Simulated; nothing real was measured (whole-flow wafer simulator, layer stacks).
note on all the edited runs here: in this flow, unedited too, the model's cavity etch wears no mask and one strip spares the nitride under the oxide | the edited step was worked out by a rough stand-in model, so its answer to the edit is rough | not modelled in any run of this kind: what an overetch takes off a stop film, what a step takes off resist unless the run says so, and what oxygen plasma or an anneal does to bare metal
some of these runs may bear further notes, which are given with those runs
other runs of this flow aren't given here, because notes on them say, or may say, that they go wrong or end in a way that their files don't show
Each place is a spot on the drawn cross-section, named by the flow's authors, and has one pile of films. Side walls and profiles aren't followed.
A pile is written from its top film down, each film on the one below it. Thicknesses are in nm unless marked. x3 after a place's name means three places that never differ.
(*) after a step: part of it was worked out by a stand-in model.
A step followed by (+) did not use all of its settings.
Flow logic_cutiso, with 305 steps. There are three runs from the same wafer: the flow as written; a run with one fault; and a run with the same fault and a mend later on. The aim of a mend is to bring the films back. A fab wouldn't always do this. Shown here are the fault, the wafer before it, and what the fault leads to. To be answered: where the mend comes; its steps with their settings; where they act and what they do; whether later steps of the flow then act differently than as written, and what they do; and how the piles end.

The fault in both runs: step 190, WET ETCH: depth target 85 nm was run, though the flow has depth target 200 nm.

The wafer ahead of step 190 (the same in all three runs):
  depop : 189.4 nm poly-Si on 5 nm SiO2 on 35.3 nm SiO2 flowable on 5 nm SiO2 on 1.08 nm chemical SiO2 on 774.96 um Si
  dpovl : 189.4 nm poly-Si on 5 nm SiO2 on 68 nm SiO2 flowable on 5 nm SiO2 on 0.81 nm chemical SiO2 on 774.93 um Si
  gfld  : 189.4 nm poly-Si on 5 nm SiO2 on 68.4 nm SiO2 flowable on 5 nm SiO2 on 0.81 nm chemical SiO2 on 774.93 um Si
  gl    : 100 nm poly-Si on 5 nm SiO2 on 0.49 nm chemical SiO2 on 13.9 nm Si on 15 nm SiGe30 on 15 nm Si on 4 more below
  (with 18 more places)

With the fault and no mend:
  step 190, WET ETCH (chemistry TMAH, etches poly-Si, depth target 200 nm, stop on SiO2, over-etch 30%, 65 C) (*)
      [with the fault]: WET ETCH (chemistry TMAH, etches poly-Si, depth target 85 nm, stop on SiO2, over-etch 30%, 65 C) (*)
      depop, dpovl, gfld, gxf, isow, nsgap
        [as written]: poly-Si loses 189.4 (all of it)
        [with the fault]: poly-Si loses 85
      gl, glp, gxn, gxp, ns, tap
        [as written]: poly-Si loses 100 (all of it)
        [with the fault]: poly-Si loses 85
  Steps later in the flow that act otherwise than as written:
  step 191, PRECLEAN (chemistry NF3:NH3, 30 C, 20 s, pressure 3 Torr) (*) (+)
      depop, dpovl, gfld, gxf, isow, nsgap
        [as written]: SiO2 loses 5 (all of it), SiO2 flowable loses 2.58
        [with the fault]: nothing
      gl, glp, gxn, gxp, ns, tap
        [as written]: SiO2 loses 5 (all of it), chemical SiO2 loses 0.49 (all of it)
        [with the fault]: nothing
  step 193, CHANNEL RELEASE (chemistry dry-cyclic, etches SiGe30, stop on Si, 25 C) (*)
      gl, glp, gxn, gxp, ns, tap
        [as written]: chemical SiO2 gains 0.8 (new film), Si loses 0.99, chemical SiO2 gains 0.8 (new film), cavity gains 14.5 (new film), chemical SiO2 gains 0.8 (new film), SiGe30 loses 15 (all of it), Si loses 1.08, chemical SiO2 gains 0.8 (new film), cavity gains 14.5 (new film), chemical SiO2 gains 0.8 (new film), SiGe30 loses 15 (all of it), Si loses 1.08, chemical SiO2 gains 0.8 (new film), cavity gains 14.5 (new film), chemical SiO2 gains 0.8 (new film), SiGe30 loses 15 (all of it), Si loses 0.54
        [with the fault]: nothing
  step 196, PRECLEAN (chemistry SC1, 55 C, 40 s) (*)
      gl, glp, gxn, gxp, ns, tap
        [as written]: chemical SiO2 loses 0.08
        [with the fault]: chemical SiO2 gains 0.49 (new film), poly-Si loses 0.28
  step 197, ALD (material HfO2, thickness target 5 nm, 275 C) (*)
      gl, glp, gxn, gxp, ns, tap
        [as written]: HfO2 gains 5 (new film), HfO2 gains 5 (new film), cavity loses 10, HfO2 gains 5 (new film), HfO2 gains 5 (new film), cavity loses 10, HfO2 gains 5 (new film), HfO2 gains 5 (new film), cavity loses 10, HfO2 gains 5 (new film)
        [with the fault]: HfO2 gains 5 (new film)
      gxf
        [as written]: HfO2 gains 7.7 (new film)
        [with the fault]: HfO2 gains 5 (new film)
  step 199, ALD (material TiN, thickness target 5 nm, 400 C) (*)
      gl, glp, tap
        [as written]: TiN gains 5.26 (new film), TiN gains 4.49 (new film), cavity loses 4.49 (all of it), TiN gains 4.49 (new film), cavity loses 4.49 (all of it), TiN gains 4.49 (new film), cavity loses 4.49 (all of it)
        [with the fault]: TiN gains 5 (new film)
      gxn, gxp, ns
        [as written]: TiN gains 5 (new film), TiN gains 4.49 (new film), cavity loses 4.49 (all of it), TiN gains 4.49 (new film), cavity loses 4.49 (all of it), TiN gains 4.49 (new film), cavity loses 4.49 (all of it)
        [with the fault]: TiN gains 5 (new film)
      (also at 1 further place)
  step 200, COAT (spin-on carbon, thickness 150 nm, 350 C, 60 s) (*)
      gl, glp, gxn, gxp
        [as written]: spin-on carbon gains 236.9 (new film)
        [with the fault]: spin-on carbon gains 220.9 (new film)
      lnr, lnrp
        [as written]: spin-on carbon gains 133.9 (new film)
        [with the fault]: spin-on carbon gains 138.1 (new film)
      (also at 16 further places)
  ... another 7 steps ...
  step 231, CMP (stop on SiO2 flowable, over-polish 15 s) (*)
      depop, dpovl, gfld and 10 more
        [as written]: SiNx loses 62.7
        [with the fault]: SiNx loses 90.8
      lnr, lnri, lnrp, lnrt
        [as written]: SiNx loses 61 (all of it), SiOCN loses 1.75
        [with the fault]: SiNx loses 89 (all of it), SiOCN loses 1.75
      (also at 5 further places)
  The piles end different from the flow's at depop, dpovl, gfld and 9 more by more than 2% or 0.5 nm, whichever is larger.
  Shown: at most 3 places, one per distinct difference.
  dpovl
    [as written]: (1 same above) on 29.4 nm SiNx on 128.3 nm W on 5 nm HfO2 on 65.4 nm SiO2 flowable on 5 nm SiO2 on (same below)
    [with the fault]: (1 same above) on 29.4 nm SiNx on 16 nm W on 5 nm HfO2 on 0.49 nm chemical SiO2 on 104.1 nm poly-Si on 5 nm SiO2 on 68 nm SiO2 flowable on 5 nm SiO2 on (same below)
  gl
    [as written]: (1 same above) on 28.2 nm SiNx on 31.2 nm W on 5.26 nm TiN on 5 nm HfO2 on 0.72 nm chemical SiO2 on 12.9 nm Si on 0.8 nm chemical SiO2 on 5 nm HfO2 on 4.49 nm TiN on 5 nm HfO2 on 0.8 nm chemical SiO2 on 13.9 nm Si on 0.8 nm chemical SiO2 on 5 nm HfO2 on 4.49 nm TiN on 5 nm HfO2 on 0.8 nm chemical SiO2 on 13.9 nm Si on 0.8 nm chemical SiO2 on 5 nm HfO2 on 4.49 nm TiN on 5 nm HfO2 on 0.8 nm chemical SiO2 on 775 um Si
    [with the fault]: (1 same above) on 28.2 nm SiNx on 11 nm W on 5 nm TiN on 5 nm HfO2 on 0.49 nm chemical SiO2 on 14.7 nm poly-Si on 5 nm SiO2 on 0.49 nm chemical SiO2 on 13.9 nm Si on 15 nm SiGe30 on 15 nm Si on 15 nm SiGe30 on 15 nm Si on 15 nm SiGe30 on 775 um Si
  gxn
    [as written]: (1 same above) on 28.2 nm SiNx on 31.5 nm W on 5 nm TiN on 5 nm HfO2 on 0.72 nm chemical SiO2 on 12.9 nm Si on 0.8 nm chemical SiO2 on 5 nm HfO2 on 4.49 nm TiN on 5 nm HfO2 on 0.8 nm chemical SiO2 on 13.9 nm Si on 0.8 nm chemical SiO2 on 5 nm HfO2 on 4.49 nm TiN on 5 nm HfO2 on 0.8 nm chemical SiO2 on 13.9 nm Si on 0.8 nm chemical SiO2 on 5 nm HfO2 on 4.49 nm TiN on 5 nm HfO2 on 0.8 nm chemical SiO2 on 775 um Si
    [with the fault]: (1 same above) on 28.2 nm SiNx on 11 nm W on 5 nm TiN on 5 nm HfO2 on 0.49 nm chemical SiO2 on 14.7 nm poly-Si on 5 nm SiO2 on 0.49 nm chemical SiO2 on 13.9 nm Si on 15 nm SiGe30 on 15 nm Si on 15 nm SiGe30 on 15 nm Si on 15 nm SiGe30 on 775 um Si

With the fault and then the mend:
  The mend follows step 190.
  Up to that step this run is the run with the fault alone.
  step 190a, WET ETCH (chemistry TMAH, etches poly-Si, depth target 115 nm, stop on SiO2, over-etch 30%, 65 C) (*) (the flow's step 190, run once more with other settings)
      depop, dpovl, gfld, gxf, isow, nsgap
        poly-Si loses 104.4 (all of it)
      gl, glp, gxn, gxp, ns, tap
        poly-Si loses 15 (all of it)
  Every later step of the flow that is run acts as written at every place that is followed.
  The piles end the same as the flow's at every place that both follow.
